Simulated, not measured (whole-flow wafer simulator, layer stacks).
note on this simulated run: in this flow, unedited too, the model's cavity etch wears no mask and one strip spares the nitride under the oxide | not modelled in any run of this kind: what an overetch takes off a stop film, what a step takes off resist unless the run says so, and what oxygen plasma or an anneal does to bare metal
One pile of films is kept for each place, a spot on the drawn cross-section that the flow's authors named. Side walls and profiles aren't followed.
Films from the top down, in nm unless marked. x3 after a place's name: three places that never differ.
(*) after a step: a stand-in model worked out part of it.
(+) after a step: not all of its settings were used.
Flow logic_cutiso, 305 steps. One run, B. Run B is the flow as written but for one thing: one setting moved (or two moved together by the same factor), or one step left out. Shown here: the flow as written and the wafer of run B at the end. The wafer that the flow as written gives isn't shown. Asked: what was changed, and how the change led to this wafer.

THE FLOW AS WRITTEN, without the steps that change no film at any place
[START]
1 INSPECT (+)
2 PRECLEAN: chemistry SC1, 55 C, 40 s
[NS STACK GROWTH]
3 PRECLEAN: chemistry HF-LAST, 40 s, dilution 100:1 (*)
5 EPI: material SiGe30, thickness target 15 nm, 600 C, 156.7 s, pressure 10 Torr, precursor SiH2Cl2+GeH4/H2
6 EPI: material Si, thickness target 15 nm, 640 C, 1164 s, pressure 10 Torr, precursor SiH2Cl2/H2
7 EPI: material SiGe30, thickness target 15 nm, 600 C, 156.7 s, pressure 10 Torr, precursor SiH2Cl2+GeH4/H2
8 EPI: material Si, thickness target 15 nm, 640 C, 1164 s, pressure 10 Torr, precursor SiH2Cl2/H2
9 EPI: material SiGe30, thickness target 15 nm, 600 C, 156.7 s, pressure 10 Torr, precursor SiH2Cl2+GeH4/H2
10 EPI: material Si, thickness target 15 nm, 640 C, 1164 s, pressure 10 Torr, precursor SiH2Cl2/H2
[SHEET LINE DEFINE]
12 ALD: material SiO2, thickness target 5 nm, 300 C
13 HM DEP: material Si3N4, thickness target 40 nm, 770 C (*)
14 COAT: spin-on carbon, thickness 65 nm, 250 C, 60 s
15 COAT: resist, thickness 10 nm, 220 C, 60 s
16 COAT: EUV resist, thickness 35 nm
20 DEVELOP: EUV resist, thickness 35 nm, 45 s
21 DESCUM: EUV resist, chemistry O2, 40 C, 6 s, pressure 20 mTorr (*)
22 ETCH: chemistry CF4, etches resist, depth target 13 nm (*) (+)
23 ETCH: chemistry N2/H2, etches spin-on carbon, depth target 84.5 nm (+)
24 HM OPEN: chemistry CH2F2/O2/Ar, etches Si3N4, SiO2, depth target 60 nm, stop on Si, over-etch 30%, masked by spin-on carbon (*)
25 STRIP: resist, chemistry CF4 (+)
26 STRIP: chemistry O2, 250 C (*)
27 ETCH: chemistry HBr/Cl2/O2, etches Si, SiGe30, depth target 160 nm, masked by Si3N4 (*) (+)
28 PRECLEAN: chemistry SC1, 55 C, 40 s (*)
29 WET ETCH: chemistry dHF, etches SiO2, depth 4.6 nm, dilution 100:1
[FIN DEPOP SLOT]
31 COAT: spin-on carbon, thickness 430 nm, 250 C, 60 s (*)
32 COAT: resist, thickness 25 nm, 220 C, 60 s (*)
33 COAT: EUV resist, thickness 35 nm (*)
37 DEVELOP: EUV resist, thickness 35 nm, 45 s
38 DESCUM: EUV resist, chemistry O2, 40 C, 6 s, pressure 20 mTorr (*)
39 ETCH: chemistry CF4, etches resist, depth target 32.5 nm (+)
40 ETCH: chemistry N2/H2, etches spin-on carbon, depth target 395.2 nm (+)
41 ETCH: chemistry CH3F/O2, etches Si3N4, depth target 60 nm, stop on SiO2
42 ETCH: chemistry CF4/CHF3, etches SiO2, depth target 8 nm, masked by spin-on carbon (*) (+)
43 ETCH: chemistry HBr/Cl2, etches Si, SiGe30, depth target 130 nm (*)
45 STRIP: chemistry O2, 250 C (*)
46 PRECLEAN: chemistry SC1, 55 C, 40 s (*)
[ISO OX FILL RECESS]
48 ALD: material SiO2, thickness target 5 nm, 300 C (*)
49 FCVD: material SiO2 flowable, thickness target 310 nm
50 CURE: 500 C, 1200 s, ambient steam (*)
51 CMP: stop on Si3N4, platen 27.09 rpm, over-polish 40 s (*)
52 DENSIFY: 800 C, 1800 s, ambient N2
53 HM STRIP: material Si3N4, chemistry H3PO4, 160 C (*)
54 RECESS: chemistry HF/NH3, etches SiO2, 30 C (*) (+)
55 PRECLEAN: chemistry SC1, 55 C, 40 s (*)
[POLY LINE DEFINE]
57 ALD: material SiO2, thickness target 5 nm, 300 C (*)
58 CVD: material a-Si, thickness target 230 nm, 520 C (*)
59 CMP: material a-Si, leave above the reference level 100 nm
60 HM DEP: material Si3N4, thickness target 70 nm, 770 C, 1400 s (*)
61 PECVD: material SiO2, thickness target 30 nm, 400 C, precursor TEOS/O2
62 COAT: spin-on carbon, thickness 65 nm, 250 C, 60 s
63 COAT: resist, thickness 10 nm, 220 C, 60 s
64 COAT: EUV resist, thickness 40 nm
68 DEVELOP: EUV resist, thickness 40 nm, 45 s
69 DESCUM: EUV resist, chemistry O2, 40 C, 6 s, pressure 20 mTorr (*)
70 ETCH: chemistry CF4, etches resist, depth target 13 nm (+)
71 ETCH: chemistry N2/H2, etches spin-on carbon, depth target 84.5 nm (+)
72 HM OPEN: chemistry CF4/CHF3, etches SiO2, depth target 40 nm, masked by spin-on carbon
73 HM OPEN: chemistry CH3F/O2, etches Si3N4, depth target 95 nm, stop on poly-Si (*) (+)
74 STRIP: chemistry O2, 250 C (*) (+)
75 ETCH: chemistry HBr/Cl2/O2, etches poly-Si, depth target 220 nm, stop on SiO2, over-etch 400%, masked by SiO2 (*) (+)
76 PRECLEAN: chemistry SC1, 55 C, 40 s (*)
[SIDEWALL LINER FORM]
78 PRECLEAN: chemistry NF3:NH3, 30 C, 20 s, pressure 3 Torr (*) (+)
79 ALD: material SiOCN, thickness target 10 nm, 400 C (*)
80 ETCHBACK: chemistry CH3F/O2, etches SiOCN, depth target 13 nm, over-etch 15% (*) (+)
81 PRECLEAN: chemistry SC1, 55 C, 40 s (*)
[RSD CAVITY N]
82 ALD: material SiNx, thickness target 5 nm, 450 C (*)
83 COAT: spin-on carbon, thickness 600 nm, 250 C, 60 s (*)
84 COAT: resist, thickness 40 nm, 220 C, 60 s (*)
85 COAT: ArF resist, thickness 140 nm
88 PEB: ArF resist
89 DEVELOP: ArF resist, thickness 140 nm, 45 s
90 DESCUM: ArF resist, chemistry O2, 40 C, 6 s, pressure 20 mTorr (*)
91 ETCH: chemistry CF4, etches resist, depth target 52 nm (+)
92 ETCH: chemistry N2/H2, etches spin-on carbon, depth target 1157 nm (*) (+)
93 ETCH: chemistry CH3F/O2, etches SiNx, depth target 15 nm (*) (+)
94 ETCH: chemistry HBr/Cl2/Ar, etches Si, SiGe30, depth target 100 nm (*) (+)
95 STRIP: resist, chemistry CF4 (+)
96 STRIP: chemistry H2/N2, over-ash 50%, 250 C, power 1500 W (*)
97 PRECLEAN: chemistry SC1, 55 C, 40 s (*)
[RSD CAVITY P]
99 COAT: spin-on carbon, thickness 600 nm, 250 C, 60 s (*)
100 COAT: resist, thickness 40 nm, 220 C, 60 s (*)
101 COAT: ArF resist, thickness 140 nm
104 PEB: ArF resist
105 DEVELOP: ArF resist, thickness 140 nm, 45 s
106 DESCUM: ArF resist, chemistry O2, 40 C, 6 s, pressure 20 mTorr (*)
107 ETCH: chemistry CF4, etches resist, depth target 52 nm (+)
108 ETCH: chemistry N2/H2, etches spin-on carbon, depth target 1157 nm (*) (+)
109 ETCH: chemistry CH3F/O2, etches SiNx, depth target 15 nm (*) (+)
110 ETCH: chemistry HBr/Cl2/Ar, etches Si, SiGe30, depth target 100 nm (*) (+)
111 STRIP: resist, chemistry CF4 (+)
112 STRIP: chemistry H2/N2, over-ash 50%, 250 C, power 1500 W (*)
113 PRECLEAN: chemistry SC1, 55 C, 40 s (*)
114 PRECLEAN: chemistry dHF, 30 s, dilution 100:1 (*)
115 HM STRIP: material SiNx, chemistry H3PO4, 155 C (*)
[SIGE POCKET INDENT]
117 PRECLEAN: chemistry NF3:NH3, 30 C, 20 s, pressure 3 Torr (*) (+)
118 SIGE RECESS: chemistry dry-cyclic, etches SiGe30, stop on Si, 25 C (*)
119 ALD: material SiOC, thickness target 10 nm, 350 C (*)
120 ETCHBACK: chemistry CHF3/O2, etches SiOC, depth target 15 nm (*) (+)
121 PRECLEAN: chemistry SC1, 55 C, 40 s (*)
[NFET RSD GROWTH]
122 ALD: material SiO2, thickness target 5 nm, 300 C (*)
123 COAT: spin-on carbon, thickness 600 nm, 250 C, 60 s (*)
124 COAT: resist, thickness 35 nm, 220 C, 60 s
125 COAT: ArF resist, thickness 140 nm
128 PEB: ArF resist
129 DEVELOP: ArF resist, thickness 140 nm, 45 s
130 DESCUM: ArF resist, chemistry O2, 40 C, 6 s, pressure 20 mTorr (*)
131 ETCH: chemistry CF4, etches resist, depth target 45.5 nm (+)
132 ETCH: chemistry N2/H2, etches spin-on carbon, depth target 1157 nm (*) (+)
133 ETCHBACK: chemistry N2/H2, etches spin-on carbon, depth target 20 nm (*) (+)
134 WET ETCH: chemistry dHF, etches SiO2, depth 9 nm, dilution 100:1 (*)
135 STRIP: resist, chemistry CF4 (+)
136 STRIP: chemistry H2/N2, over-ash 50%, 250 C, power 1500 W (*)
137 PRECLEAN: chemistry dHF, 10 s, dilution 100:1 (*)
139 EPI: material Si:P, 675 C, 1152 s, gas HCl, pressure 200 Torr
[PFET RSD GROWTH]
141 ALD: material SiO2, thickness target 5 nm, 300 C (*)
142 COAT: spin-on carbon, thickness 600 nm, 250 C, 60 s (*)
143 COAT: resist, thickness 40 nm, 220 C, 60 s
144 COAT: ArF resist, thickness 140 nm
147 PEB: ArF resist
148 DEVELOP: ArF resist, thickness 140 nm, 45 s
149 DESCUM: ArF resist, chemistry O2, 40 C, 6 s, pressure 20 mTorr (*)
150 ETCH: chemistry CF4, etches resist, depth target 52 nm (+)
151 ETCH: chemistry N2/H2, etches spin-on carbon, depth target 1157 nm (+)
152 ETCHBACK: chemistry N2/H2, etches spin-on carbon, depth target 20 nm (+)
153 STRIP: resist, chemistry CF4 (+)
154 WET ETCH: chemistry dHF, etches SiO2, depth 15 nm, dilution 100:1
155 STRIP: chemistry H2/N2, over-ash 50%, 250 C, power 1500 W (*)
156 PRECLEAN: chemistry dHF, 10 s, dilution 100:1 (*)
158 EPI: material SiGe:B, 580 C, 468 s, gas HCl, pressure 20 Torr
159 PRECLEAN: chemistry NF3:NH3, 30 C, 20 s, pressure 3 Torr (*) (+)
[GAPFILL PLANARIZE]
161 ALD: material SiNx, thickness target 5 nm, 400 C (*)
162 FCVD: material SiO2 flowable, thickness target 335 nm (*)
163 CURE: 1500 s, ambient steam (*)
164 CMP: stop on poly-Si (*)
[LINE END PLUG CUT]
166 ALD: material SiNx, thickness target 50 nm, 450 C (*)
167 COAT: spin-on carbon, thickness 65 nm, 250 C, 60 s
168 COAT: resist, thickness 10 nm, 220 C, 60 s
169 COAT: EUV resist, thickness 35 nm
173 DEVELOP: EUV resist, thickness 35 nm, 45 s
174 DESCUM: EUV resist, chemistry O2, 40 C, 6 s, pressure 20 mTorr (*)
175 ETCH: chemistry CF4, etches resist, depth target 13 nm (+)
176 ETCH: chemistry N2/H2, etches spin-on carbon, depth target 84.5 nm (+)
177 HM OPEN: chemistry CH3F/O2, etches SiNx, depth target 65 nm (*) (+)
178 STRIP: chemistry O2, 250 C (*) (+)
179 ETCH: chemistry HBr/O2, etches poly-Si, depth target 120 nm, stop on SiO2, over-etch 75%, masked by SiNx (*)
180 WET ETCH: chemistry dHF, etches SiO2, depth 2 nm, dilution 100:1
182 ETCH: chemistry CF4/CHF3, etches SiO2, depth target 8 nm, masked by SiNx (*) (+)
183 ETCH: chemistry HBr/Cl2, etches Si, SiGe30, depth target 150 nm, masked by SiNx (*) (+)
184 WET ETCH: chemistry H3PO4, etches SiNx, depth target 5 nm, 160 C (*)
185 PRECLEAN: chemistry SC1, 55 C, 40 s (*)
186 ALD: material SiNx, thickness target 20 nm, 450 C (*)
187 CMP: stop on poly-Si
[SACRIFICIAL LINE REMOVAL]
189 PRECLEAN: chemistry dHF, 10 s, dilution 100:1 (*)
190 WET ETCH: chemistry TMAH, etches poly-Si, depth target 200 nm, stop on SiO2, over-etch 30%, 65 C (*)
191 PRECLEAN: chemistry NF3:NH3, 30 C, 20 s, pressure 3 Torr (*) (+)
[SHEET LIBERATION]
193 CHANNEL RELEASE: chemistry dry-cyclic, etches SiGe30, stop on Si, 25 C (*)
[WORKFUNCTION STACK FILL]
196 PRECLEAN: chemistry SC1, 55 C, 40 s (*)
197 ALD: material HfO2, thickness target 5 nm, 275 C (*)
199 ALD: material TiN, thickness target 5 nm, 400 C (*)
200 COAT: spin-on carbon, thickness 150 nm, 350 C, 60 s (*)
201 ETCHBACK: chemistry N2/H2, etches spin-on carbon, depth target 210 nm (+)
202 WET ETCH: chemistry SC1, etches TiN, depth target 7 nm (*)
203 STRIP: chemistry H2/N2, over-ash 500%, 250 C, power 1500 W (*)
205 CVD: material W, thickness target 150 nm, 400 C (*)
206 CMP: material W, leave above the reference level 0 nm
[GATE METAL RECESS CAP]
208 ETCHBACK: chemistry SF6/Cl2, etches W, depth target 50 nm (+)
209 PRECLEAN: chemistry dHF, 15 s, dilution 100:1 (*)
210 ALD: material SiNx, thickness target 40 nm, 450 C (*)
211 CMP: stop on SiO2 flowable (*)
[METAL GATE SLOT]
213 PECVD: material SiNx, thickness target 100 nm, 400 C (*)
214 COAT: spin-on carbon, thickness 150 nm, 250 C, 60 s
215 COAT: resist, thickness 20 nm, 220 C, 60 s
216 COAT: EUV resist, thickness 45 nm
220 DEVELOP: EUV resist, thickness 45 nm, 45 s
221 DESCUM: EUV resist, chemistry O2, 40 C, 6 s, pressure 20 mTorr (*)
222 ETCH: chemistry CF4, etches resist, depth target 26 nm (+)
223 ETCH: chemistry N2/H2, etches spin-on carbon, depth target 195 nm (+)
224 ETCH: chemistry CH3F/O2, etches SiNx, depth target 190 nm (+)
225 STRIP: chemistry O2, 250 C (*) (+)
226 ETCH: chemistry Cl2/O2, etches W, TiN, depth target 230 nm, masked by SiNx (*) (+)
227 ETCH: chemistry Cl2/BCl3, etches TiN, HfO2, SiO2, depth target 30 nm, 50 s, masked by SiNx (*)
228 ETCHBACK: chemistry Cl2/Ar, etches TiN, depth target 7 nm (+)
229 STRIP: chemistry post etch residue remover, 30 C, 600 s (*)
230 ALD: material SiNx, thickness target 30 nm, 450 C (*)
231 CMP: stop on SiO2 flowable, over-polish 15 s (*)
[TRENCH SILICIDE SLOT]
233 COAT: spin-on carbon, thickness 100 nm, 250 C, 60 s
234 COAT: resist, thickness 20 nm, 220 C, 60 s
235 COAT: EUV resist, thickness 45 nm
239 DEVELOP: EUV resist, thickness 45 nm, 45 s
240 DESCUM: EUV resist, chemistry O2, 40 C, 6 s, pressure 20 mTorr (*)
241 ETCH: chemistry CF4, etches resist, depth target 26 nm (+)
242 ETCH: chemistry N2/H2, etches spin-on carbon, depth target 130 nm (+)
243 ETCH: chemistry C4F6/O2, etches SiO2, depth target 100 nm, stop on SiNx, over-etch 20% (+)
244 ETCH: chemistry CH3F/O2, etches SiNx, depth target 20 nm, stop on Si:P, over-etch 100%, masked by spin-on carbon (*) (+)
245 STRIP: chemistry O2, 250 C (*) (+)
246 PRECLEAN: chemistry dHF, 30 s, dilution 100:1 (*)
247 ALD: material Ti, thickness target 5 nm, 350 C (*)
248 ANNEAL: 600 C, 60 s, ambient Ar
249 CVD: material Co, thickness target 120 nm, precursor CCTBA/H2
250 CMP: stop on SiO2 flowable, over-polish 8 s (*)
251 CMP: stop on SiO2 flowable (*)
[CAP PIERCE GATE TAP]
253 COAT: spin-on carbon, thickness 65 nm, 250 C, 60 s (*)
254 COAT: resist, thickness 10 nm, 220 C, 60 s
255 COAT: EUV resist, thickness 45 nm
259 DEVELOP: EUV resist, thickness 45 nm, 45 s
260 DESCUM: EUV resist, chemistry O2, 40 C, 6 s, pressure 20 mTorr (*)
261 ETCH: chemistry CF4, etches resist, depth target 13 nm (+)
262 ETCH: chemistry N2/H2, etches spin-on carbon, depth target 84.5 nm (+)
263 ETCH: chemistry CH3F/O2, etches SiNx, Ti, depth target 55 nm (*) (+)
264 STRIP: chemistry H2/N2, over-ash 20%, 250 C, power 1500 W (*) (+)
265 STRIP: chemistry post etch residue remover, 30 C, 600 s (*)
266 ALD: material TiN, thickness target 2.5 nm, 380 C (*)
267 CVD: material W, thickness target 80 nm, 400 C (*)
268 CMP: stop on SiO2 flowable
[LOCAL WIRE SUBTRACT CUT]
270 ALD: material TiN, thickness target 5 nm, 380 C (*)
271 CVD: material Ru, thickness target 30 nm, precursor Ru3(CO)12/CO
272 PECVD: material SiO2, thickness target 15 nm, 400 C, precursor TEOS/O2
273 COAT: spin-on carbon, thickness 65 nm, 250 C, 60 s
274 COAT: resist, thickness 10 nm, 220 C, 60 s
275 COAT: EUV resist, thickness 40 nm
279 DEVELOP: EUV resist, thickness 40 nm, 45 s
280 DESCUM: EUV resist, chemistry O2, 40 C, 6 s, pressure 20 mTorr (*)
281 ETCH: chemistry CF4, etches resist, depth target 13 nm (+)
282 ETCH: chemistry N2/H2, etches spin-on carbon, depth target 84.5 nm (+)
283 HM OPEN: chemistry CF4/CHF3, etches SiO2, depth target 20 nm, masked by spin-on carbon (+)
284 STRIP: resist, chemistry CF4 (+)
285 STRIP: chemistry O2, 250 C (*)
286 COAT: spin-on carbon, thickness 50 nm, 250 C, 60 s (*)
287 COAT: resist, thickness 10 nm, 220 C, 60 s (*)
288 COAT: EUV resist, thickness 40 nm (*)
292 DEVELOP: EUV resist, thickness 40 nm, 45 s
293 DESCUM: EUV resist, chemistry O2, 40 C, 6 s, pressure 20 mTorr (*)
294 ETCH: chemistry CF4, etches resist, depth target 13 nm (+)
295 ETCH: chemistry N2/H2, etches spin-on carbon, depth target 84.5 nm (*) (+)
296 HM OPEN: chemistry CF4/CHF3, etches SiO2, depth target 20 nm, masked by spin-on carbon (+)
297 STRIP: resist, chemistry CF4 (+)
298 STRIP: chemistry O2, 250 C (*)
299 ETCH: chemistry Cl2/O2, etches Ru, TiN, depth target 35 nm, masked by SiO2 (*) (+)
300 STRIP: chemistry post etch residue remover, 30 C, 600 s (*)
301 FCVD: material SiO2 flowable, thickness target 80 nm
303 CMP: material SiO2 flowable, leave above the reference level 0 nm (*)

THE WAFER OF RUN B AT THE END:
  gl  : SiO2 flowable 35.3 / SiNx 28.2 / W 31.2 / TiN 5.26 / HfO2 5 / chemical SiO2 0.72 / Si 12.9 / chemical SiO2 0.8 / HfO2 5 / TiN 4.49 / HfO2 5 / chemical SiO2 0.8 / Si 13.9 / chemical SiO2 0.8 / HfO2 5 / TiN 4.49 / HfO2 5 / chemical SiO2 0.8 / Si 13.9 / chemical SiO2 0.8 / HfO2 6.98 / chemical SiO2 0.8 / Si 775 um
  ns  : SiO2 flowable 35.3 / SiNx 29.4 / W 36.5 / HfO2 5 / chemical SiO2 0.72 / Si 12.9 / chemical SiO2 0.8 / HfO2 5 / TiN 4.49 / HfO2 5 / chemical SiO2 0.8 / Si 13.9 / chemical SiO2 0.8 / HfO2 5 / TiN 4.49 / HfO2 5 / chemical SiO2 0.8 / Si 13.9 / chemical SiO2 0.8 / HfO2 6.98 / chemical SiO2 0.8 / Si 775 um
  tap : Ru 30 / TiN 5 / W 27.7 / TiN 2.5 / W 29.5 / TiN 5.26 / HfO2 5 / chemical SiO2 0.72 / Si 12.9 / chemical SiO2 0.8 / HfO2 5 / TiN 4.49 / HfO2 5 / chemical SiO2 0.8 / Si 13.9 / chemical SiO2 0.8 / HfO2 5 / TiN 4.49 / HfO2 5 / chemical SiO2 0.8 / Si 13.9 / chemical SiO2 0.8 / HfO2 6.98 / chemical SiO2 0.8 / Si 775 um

The cause: step 5, EPI: thickness target 7.5 nm was run, where the flow has thickness target 15 nm; step 5, EPI: 78.3 s was run, where the flow has 156.7 s.

How the change led to this, step by step:
  5 EPI: material SiGe30, thickness target 15 nm, 600 C, 156.7 s, pressure 10 Torr, precursor SiH2Cl2+GeH4/H2
      depop, dpovl, gfld and 19 more: SiGe30 +7.5 (new film) (as written it would be: SiGe30 +15 (new film))
  27 ETCH: chemistry HBr/Cl2/O2, etches Si, SiGe30, depth target 160 nm, masked by Si3N4 (*) (+)
      gfld, gxf, iso, lnri: chemical SiO2 -0.79 (all of it), Si -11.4 (all of it), SiGe30 -15 (all of it), Si -15 (all of it), SiGe30 -15 (all of it), Si -15 (all of it), SiGe30 -7.5 (all of it), Si -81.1 (as written it would be: chemical SiO2 -0.79 (all of it), Si -11.4 (all of it), SiGe30 -15 (all of it), Si -15 (all of it), SiGe30 -15 (all of it), Si -15 (all of it), SiGe30 -15 (all of it), Si -73.6)
      dpovl, nsgap: chemical SiO2 -0.79 (all of it), Si -11.8 (all of it), SiGe30 -15 (all of it), Si -15 (all of it), SiGe30 -15 (all of it), Si -15 (all of it), SiGe30 -7.5 (all of it), Si -80.7 (as written it would be: chemical SiO2 -0.79 (all of it), Si -11.8 (all of it), SiGe30 -15 (all of it), Si -15 (all of it), SiGe30 -15 (all of it), Si -15 (all of it), SiGe30 -15 (all of it), Si -73.2)
      (and at 1 more place)
  43 ETCH: chemistry HBr/Cl2, etches Si, SiGe30, depth target 130 nm (*)
      depop: Si -14 (all of it), SiGe30 -15 (all of it), Si -15 (all of it), SiGe30 -15 (all of it), Si -15 (all of it), SiGe30 -7.5 (all of it), Si -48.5 (as written it would be: Si -14 (all of it), SiGe30 -15 (all of it), Si -15 (all of it), SiGe30 -15 (all of it), Si -15 (all of it), SiGe30 -15 (all of it), Si -41)
  94 ETCH: chemistry HBr/Cl2/Ar, etches Si, SiGe30, depth target 100 nm (*) (+)
      rsdn, rsdx: chemical SiO2 -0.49 (all of it), Si -12.8 (all of it), SiGe30 -15 (all of it), Si -15 (all of it), SiGe30 -15 (all of it), Si -15 (all of it), SiGe30 -7.5 (all of it), Si -19.7 (as written it would be: chemical SiO2 -0.49 (all of it), Si -12.8 (all of it), SiGe30 -15 (all of it), Si -15 (all of it), SiGe30 -15 (all of it), Si -15 (all of it), SiGe30 -15 (all of it), Si -12.2)
  110 ETCH: chemistry HBr/Cl2/Ar, etches Si, SiGe30, depth target 100 nm (*) (+)
      rsdp, rsdw: chemical SiO2 -0.49 (all of it), Si -12.8 (all of it), SiGe30 -15 (all of it), Si -15 (all of it), SiGe30 -15 (all of it), Si -15 (all of it), SiGe30 -7.5 (all of it), Si -19.7 (as written it would be: chemical SiO2 -0.49 (all of it), Si -12.8 (all of it), SiGe30 -15 (all of it), Si -15 (all of it), SiGe30 -15 (all of it), Si -15 (all of it), SiGe30 -15 (all of it), Si -12.2)
  118 SIGE RECESS: chemistry dry-cyclic, etches SiGe30, stop on Si, 25 C (*)
      lnr, lnrp, lnrt: SiOCN -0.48, Si -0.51, cavity +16 (new film), SiGe30 -15 (all of it), Si -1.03, cavity +16 (new film), SiGe30 -15 (all of it), Si -1.03, cavity +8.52 (new film), SiGe30 -7.5 (all of it), Si -0.51 (as written it would be: SiOCN -0.48, Si -0.51, cavity +16 (new film), SiGe30 -15 (all of it), Si -1.03, cavity +16 (new film), SiGe30 -15 (all of it), Si -1.03, cavity +16 (new film), SiGe30 -15 (all of it), Si -0.51)
  119 ALD: material SiOC, thickness target 10 nm, 350 C (*)
      lnr, lnrp, lnrt: SiOC +10 (new film), SiOC +16 (new film), cavity -16 (all of it), SiOC +16 (new film), cavity -16 (all of it), SiOC +8.52 (new film), cavity -8.52 (all of it) (as written it would be: SiOC +10 (new film), SiOC +16 (new film), cavity -16 (all of it), SiOC +16 (new film), cavity -16 (all of it), SiOC +16 (new film), cavity -16 (all of it))
  183 ETCH: chemistry HBr/Cl2, etches Si, SiGe30, depth target 150 nm, masked by SiNx (*) (+)
      plug: Si -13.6 (all of it), SiGe30 -15 (all of it), Si -15 (all of it), SiGe30 -15 (all of it), Si -15 (all of it), SiGe30 -7.5 (all of it), Si -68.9 (as written it would be: Si -13.6 (all of it), SiGe30 -15 (all of it), Si -15 (all of it), SiGe30 -15 (all of it), Si -15 (all of it), SiGe30 -15 (all of it), Si -61.4)
  193 CHANNEL RELEASE: chemistry dry-cyclic, etches SiGe30, stop on Si, 25 C (*)
      gl, glp, gxn, gxp, ns, tap: chemical SiO2 +0.8 (new film), Si -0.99, chemical SiO2 +0.8 (new film), cavity +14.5 (new film), chemical SiO2 +0.8 (new film), SiGe30 -15 (all of it), Si -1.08, chemical SiO2 +0.8 (new film), cavity +14.5 (new film), chemical SiO2 +0.8 (new film), SiGe30 -15 (all of it), Si -1.08, chemical SiO2 +0.8 (new film), cavity +6.98 (new film), chemical SiO2 +0.8 (new film), SiGe30 -7.5 (all of it), Si -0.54 (as written it would be: chemical SiO2 +0.8 (new film), Si -0.99, chemical SiO2 +0.8 (new film), cavity +14.5 (new film), chemical SiO2 +0.8 (new film), SiGe30 -15 (all of it), Si -1.08, chemical SiO2 +0.8 (new film), cavity +14.5 (new film), chemical SiO2 +0.8 (new film), SiGe30 -15 (all of it), Si -1.08, chemical SiO2 +0.8 (new film), cavity +14.5 (new film), chemical SiO2 +0.8 (new film), SiGe30 -15 (all of it), Si -0.54)
  197 ALD: material HfO2, thickness target 5 nm, 275 C (*)
      gl, glp, gxn, gxp, ns, tap: HfO2 +5 (new film), HfO2 +5 (new film), cavity -10, HfO2 +5 (new film), HfO2 +5 (new film), cavity -10, HfO2 +5 (new film), HfO2 +6.98 (new film), cavity -6.98 (all of it) (as written it would be: HfO2 +5 (new film), HfO2 +5 (new film), cavity -10, HfO2 +5 (new film), HfO2 +5 (new film), cavity -10, HfO2 +5 (new film), HfO2 +5 (new film), cavity -10, HfO2 +5 (new film))
  199 ALD: material TiN, thickness target 5 nm, 400 C (*)
      gl, glp, tap: TiN +5.26 (new film), TiN +4.49 (new film), cavity -4.49 (all of it), TiN +4.49 (new film), cavity -4.49 (all of it) (as written it would be: TiN +5.26 (new film), TiN +4.49 (new film), cavity -4.49 (all of it), TiN +4.49 (new film), cavity -4.49 (all of it), TiN +4.49 (new film), cavity -4.49 (all of it))
      gxn, gxp, ns: TiN +5 (new film), TiN +4.49 (new film), cavity -4.49 (all of it), TiN +4.49 (new film), cavity -4.49 (all of it) (as written it would be: TiN +5 (new film), TiN +4.49 (new film), cavity -4.49 (all of it), TiN +4.49 (new film), cavity -4.49 (all of it), TiN +4.49 (new film), cavity -4.49 (all of it))
Counting metal films that touch as one body, gl has 3 bodies (between them, from the top down: HfO2 5 / chemical SiO2 0.72 / Si 12.9 / chemical SiO2 0.8 / HfO2 5; HfO2 5 / chemical SiO2 0.8 / Si 13.9 / chemical SiO2 0.8 / HfO2 5); the flow as written gives 4 bodies (between them, from the top down: HfO2 5 / chemical SiO2 0.72 / Si 12.9 / chemical SiO2 0.8 / HfO2 5; HfO2 5 / chemical SiO2 0.8 / Si 13.9 / chemical SiO2 0.8 / HfO2 5; HfO2 5 / chemical SiO2 0.8 / Si 13.9 / chemical SiO2 0.8 / HfO2 5).
Counting metal films that touch as one body, ns has 3 bodies (between them, from the top down: HfO2 5 / chemical SiO2 0.72 / Si 12.9 / chemical SiO2 0.8 / HfO2 5; HfO2 5 / chemical SiO2 0.8 / Si 13.9 / chemical SiO2 0.8 / HfO2 5); the flow as written gives 4 bodies (between them, from the top down: HfO2 5 / chemical SiO2 0.72 / Si 12.9 / chemical SiO2 0.8 / HfO2 5; HfO2 5 / chemical SiO2 0.8 / Si 13.9 / chemical SiO2 0.8 / HfO2 5; HfO2 5 / chemical SiO2 0.8 / Si 13.9 / chemical SiO2 0.8 / HfO2 5).
Counting metal films that touch as one body, tap has 3 bodies (between them, from the top down: HfO2 5 / chemical SiO2 0.72 / Si 12.9 / chemical SiO2 0.8 / HfO2 5; HfO2 5 / chemical SiO2 0.8 / Si 13.9 / chemical SiO2 0.8 / HfO2 5); the flow as written gives 4 bodies (between them, from the top down: HfO2 5 / chemical SiO2 0.72 / Si 12.9 / chemical SiO2 0.8 / HfO2 5; HfO2 5 / chemical SiO2 0.8 / Si 13.9 / chemical SiO2 0.8 / HfO2 5; HfO2 5 / chemical SiO2 0.8 / Si 13.9 / chemical SiO2 0.8 / HfO2 5).
